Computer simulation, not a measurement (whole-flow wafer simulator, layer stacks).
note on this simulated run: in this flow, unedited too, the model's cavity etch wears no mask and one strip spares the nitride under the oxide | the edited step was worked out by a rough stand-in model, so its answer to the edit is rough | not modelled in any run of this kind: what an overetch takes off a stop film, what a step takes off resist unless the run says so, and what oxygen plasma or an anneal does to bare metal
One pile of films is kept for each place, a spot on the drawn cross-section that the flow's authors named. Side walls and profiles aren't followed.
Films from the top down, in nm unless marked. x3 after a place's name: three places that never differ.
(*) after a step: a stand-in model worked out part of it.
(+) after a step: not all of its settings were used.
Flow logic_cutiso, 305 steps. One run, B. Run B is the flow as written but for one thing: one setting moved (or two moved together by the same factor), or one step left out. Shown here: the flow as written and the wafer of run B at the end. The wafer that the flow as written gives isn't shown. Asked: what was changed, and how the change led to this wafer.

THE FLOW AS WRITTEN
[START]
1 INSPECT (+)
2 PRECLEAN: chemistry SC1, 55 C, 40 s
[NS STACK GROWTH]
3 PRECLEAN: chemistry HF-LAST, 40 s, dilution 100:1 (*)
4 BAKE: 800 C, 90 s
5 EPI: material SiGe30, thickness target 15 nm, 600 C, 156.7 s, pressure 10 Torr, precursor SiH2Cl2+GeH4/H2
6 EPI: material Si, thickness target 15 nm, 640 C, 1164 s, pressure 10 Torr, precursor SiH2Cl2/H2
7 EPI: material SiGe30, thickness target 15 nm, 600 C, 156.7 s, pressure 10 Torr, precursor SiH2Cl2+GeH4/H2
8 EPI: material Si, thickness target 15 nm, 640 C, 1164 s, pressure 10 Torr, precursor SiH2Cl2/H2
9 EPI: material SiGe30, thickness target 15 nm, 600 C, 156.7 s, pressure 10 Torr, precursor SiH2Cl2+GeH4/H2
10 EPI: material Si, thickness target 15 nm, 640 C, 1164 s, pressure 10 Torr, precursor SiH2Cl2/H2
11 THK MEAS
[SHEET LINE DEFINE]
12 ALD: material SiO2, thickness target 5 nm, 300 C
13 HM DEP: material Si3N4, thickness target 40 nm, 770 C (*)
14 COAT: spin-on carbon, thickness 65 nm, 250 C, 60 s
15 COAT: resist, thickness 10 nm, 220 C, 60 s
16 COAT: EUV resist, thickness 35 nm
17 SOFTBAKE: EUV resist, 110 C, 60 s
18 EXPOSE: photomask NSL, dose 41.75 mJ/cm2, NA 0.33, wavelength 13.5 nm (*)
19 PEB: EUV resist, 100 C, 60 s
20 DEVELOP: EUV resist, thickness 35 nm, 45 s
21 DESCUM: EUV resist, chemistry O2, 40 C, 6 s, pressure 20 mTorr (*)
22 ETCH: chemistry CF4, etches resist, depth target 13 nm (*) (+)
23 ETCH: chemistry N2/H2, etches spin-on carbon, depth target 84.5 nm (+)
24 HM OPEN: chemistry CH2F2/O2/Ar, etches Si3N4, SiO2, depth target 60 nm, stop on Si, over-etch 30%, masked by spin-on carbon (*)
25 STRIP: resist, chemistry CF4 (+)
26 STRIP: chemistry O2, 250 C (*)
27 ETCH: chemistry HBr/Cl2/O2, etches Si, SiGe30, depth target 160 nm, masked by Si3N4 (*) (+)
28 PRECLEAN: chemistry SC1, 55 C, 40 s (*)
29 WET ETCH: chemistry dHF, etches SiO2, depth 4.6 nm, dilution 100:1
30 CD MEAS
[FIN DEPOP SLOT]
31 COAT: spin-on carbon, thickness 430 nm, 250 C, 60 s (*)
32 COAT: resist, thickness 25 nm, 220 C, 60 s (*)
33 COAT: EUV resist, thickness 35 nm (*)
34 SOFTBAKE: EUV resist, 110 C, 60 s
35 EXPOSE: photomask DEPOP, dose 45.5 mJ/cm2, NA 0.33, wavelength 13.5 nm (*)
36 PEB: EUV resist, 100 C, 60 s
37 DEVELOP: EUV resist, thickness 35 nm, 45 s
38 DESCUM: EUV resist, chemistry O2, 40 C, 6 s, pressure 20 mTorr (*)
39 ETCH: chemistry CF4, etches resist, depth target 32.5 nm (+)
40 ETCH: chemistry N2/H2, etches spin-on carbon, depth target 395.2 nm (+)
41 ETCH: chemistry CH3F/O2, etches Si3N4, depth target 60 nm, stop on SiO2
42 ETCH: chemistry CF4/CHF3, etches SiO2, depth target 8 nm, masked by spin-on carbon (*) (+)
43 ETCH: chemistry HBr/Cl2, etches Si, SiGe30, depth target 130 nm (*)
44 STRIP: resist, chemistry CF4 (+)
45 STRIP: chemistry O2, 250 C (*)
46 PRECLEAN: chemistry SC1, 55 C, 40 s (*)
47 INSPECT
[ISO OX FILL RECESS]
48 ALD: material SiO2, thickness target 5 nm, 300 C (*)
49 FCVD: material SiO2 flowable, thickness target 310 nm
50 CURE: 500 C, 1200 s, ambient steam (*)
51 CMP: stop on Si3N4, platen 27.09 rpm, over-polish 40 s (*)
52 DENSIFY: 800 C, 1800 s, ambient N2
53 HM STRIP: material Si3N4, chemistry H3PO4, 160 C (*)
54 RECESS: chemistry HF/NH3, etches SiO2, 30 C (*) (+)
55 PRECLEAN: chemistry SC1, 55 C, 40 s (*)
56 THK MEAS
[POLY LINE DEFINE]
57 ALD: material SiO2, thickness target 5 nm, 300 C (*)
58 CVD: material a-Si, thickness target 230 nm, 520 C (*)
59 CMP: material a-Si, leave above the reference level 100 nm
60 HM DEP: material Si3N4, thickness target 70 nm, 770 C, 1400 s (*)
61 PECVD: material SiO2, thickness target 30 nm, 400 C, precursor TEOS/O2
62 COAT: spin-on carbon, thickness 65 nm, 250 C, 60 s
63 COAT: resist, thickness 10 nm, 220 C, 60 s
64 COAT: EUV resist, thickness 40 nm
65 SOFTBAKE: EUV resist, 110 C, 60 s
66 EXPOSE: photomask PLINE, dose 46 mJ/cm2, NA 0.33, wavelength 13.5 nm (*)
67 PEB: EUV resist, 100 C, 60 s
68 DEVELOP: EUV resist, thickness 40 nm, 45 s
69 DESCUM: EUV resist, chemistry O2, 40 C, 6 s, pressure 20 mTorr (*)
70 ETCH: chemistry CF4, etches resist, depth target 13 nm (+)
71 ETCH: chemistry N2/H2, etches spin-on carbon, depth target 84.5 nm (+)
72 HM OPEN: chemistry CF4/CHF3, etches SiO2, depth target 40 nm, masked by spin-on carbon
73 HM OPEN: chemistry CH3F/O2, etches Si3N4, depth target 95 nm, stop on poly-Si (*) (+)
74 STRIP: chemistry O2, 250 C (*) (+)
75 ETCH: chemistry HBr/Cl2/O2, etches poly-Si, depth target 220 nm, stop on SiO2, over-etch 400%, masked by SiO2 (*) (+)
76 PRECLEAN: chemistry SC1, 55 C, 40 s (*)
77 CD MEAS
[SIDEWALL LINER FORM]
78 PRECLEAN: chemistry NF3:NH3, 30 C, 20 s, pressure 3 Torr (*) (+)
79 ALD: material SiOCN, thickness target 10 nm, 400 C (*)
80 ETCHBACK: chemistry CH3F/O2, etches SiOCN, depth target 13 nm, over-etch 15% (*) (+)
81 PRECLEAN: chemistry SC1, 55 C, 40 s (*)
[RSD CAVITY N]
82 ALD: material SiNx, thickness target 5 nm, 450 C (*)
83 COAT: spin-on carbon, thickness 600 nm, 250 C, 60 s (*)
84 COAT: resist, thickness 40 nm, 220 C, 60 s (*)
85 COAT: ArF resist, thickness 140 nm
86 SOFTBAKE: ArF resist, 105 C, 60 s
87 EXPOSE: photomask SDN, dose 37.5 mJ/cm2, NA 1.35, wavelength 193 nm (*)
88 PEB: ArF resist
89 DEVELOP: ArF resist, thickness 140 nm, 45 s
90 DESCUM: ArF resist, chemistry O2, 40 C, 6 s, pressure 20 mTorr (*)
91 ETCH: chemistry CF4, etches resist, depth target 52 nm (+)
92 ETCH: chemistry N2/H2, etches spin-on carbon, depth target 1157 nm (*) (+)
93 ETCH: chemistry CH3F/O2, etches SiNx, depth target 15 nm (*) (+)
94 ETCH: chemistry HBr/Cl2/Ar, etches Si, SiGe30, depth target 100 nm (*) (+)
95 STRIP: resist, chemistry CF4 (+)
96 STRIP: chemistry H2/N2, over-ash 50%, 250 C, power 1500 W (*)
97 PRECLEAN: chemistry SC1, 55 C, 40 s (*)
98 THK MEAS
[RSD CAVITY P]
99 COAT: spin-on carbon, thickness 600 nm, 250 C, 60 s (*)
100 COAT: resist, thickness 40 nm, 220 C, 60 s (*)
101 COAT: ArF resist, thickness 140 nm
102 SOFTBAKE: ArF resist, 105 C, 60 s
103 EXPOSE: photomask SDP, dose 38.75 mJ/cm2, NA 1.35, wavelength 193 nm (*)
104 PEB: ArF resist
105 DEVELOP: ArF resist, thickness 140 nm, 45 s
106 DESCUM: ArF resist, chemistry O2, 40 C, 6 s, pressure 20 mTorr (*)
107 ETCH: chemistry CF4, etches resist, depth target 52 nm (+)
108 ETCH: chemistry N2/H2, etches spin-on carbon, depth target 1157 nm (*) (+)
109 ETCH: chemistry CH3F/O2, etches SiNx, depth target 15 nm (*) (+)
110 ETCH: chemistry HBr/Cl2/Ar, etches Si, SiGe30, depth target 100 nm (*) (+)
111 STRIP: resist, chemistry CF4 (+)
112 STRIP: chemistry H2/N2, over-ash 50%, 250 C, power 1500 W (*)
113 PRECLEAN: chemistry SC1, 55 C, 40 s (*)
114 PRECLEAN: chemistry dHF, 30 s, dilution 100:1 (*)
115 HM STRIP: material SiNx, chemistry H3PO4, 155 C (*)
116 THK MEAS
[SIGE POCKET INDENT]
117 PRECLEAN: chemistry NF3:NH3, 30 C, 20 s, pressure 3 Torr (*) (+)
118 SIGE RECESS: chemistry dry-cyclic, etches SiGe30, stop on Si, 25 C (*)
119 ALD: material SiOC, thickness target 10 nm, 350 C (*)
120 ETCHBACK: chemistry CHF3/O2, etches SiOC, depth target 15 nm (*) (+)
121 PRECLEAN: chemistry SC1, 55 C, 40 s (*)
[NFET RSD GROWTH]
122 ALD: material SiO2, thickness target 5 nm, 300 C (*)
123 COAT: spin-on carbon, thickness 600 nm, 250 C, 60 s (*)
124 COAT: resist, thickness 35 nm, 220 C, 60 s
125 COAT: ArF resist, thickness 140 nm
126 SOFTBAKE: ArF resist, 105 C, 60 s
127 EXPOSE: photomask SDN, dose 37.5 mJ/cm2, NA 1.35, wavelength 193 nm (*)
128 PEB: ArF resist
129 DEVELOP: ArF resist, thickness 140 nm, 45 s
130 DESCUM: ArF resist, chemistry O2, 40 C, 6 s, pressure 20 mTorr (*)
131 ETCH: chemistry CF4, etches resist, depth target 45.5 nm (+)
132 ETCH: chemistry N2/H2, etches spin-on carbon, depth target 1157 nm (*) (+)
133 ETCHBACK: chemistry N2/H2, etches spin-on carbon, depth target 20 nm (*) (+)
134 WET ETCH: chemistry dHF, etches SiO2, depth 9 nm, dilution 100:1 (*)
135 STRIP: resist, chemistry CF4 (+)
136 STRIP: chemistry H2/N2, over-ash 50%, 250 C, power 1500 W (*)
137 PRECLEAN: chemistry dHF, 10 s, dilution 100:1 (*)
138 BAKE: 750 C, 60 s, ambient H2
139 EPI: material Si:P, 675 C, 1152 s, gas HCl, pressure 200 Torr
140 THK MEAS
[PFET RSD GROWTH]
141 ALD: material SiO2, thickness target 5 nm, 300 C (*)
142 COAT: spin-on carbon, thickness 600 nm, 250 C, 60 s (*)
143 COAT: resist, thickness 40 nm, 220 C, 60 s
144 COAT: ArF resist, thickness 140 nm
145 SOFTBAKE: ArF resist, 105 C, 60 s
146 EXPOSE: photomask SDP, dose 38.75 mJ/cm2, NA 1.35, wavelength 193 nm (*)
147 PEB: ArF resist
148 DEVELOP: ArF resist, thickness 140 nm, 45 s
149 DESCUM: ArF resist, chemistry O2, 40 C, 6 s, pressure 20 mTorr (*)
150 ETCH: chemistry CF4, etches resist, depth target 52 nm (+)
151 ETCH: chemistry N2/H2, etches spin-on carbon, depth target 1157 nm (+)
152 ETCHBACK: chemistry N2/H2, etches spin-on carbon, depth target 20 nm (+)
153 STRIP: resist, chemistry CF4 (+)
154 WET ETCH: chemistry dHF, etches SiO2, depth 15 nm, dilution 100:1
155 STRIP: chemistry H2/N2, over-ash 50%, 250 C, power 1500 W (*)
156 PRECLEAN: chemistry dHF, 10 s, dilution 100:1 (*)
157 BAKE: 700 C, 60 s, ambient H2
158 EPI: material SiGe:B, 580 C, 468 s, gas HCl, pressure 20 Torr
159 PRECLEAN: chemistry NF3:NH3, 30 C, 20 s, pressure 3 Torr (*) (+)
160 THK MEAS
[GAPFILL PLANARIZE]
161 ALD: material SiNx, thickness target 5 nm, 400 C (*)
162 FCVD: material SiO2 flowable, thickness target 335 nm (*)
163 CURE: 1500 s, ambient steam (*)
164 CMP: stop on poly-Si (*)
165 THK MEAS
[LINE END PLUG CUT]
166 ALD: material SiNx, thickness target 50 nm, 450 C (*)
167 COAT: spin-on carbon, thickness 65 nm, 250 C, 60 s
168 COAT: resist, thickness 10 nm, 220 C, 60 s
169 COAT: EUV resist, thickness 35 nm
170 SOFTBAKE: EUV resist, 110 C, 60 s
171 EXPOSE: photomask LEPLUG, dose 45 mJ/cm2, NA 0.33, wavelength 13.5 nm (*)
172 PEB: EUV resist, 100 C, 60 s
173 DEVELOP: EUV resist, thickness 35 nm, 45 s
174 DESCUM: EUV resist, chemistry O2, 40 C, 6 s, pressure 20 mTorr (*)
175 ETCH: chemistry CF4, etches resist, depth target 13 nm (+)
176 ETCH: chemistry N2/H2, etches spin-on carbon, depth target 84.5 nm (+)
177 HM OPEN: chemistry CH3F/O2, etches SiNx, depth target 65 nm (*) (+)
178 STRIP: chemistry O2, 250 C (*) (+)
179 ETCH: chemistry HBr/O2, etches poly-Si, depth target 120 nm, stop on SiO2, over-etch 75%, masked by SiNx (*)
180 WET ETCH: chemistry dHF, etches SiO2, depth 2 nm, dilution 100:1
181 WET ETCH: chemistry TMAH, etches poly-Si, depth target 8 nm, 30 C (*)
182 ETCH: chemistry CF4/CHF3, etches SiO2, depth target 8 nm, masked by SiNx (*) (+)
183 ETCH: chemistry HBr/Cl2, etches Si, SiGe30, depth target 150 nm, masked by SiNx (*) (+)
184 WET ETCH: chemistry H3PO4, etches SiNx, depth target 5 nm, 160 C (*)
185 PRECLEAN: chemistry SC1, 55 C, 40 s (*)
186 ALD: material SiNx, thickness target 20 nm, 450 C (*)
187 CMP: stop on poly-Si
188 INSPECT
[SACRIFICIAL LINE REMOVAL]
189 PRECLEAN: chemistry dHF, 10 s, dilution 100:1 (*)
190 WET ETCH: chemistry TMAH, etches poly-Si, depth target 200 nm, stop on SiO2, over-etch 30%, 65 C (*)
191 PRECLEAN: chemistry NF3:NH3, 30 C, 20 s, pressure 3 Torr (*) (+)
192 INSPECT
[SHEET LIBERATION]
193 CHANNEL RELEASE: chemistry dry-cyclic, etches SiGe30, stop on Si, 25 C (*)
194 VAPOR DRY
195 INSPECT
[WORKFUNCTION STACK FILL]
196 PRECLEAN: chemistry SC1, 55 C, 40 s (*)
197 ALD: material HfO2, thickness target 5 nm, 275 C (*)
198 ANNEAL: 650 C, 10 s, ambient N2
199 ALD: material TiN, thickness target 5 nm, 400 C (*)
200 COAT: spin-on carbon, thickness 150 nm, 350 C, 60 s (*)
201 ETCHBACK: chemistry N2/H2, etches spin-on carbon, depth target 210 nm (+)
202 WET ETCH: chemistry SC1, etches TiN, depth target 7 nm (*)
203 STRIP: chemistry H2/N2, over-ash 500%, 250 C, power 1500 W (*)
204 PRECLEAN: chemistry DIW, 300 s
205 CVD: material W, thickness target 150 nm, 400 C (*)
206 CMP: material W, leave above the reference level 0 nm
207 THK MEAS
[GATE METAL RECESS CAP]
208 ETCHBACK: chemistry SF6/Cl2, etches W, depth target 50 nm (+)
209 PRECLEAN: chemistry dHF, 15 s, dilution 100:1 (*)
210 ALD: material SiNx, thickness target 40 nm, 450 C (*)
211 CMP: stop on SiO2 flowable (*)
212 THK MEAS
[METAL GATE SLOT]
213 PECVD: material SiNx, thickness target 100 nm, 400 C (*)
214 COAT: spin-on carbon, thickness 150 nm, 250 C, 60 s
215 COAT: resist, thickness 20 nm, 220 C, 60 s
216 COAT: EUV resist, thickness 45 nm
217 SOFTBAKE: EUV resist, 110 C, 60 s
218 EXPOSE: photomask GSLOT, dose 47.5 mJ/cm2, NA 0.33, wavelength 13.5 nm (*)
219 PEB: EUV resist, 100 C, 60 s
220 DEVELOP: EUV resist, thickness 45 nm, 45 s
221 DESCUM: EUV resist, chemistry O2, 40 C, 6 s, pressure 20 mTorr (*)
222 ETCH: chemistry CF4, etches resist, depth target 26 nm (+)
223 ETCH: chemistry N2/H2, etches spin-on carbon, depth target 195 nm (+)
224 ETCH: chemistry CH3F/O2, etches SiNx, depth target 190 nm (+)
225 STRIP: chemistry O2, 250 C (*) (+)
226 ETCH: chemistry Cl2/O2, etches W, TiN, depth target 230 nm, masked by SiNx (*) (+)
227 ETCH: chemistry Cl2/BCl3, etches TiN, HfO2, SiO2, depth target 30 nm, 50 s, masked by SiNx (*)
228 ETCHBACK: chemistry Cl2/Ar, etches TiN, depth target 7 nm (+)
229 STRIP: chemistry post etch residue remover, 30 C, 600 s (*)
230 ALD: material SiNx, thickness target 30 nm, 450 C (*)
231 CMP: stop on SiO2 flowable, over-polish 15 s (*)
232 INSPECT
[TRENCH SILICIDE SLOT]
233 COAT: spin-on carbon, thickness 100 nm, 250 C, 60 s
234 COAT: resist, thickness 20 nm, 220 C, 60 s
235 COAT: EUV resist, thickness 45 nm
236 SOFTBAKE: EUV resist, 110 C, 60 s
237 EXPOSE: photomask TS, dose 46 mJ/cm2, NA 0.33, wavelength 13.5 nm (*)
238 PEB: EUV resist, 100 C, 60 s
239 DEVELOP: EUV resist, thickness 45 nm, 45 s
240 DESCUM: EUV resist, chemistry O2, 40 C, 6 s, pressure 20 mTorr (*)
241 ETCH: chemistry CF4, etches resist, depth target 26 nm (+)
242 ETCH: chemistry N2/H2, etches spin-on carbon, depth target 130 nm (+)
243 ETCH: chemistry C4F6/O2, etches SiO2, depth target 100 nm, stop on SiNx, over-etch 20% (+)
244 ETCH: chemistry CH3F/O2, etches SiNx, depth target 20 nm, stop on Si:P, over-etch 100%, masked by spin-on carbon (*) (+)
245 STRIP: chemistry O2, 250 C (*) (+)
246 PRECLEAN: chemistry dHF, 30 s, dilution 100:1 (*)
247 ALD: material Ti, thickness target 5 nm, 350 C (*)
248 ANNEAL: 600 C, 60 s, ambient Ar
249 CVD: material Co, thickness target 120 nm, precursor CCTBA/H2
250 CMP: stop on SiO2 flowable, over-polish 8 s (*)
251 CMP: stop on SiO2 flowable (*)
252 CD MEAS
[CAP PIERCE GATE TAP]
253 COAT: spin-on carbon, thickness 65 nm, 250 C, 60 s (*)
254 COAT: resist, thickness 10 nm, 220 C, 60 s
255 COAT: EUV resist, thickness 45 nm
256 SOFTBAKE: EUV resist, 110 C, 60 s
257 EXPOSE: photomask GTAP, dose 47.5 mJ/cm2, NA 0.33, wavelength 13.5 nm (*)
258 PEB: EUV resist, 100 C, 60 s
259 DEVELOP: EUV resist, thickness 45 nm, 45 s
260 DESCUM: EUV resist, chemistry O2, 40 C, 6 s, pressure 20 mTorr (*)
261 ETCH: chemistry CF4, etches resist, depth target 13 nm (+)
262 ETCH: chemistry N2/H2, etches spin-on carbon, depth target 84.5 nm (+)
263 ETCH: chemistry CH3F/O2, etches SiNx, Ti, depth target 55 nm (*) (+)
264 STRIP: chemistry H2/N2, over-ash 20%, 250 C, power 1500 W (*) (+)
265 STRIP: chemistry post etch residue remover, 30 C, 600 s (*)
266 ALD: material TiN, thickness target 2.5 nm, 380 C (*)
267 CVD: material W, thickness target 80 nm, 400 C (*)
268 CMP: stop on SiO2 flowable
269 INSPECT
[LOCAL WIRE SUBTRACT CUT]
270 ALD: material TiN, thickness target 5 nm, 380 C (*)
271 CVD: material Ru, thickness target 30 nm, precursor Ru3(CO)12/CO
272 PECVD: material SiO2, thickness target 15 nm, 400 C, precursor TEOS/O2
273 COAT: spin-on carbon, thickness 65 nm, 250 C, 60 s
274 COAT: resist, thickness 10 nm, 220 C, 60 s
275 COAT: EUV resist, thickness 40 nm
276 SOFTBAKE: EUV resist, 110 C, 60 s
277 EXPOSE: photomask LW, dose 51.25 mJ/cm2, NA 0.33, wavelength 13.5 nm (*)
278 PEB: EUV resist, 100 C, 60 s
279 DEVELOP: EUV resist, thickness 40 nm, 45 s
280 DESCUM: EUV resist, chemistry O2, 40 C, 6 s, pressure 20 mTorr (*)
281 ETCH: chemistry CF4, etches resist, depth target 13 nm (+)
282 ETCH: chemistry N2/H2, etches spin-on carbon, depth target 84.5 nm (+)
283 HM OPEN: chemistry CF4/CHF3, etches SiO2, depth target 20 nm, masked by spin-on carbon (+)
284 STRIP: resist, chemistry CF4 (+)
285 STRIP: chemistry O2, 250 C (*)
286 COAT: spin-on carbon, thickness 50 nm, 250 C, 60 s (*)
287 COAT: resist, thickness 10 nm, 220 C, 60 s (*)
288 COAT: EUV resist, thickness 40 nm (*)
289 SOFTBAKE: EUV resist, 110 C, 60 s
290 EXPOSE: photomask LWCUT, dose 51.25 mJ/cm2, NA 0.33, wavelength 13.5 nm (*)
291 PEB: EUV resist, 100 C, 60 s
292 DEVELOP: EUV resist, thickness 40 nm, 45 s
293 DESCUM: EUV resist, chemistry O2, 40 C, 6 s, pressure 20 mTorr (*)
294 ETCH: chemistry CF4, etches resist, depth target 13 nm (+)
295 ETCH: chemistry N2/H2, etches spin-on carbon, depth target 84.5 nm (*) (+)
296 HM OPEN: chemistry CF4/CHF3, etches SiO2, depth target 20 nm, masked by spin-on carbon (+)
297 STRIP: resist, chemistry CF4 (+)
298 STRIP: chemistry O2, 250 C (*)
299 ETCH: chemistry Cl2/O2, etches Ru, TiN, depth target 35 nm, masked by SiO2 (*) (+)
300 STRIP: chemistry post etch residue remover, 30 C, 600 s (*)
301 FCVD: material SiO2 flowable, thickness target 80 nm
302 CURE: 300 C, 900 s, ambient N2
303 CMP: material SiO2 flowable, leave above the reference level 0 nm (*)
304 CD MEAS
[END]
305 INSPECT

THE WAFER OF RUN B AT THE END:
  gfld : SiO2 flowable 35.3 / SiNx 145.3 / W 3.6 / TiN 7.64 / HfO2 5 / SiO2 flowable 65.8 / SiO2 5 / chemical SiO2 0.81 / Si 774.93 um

The cause: step 226, ETCH: depth target 92 nm was run, where the flow has depth target 230 nm.

How the change led to this, step by step:
  226 ETCH: chemistry Cl2/O2, etches W, TiN, depth target 230 nm, masked by SiNx (*) (+)
      gfld: W -92 (as written it would be: W -115.4 (all of it), TiN -7.64 (all of it), HfO2 -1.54)
      depop, dpovl, gl and 18 more: SiNx -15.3 (as written it would be: SiNx -30.8)
  227 ETCH: chemistry Cl2/BCl3, etches TiN, HfO2, SiO2, depth target 30 nm, 50 s, masked by SiNx (*)
      gfld: W -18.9 (as written it would be: HfO2 -3.46 (all of it), SiO2 flowable -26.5)
  228 ETCHBACK: chemistry Cl2/Ar, etches TiN, depth target 7 nm (+)
      gfld: W -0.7 (as written it would be: SiO2 flowable -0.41)
  230 ALD: material SiNx, thickness target 30 nm, 450 C (*)
      gfld: SiNx +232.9 (new film) (as written it would be: SiNx +260.6 (new film))
  231 CMP: stop on SiO2 flowable, over-polish 15 s (*)
      depop, dpovl, gfld and 10 more: SiNx -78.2 (as written it would be: SiNx -62.7)
      lnr, lnri, lnrp, lnrt: SiNx -76.4 (all of it), SiOCN -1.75 (as written it would be: SiNx -61 (all of it), SiOCN -1.75)
      (and at 5 more places)
Counting metal films that touch as one body, gfld has 1 body; the flow as written gives 0 bodies.
